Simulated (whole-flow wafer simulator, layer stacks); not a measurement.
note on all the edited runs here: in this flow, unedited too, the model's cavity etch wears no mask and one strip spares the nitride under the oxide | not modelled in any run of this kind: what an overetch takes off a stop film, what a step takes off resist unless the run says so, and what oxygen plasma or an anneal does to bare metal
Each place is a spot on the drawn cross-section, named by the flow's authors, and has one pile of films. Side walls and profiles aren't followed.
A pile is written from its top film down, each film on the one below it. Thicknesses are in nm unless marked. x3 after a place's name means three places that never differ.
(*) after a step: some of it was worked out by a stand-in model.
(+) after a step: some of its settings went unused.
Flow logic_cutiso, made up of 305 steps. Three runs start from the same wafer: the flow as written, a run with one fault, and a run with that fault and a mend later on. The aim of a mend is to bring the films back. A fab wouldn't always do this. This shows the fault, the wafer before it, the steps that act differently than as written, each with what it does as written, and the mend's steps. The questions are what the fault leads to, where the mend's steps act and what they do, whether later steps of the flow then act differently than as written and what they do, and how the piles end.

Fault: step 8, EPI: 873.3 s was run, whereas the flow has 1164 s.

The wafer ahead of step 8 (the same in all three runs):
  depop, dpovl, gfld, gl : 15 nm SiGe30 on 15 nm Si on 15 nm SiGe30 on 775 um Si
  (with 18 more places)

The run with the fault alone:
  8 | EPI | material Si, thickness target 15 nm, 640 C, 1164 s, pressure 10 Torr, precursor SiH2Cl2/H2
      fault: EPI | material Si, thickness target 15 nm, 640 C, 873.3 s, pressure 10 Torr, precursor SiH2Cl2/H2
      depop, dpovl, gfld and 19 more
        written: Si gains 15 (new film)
        fault: Si gains 11.3 (new film)
  Later steps of the flow acting differently than as written (not shown: 3 more steps that differ only slightly, by at most 2% or 0.5 nm, whichever is larger):
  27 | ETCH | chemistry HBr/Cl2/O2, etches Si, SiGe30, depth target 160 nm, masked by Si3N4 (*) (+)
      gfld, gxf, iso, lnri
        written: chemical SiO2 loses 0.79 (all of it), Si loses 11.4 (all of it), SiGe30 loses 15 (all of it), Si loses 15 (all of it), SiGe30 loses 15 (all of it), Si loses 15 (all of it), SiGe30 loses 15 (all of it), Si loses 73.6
        fault: chemical SiO2 loses 0.79 (all of it), Si loses 11.4 (all of it), SiGe30 loses 15 (all of it), Si loses 11.3 (all of it), SiGe30 loses 15 (all of it), Si loses 15 (all of it), SiGe30 loses 15 (all of it), Si loses 77.4
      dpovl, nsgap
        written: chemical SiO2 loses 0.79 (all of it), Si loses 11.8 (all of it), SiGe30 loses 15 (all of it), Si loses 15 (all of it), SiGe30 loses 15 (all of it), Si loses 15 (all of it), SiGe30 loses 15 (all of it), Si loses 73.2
        fault: chemical SiO2 loses 0.79 (all of it), Si loses 11.8 (all of it), SiGe30 loses 15 (all of it), Si loses 11.3 (all of it), SiGe30 loses 15 (all of it), Si loses 15 (all of it), SiGe30 loses 15 (all of it), Si loses 77
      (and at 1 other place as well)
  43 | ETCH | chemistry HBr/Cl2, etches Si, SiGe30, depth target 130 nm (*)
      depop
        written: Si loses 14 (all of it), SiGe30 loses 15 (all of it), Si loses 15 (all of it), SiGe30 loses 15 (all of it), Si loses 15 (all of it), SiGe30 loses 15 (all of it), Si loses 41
        fault: Si loses 14 (all of it), SiGe30 loses 15 (all of it), Si loses 11.3 (all of it), SiGe30 loses 15 (all of it), Si loses 15 (all of it), SiGe30 loses 15 (all of it), Si loses 44.7
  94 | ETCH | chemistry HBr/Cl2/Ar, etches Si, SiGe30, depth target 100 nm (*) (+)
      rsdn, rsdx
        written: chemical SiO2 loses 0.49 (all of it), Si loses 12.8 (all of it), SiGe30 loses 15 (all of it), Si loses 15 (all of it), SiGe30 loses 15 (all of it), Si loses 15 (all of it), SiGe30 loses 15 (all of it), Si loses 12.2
        fault: chemical SiO2 loses 0.49 (all of it), Si loses 12.8 (all of it), SiGe30 loses 15 (all of it), Si loses 11.3 (all of it), SiGe30 loses 15 (all of it), Si loses 15 (all of it), SiGe30 loses 15 (all of it), Si loses 15.9
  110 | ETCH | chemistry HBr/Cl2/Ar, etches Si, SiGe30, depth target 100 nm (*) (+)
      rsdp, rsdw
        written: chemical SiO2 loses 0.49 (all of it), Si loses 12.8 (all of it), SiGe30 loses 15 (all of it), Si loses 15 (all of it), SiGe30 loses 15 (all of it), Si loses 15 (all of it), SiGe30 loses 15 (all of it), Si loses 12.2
        fault: chemical SiO2 loses 0.49 (all of it), Si loses 12.8 (all of it), SiGe30 loses 15 (all of it), Si loses 11.3 (all of it), SiGe30 loses 15 (all of it), Si loses 15 (all of it), SiGe30 loses 15 (all of it), Si loses 15.9
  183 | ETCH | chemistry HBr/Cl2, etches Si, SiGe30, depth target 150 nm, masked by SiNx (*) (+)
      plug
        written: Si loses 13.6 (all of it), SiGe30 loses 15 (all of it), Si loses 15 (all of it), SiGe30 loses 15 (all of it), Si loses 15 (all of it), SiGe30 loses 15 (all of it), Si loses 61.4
        fault: Si loses 13.6 (all of it), SiGe30 loses 15 (all of it), Si loses 11.3 (all of it), SiGe30 loses 15 (all of it), Si loses 15 (all of it), SiGe30 loses 15 (all of it), Si loses 65.2
  By the end, the piles at gl, glp, gxn and 6 more depart from the flow's by more than 2% or 0.5 nm, whichever is larger.
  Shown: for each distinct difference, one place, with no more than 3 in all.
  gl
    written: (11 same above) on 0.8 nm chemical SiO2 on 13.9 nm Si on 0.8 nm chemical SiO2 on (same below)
    fault: (11 same above) on 0.8 nm chemical SiO2 on 10.2 nm Si on 0.8 nm chemical SiO2 on (same below)
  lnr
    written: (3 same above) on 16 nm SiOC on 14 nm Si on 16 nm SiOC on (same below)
    fault: (3 same above) on 16 nm SiOC on 10.2 nm Si on 16 nm SiOC on (same below)
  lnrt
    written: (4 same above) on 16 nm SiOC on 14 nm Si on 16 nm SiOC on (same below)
    fault: (4 same above) on 16 nm SiOC on 10.2 nm Si on 16 nm SiOC on (same below)

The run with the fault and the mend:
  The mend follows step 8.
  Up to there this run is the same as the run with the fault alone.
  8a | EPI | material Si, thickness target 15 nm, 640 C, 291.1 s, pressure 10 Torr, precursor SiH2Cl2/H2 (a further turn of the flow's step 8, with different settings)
      depop, dpovl, gfld and 19 more
        Si gains 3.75
  None of the later steps of the flow acts differently than as written at any place that is followed.
  By the end, the piles equal the flow's at every place that both follow.
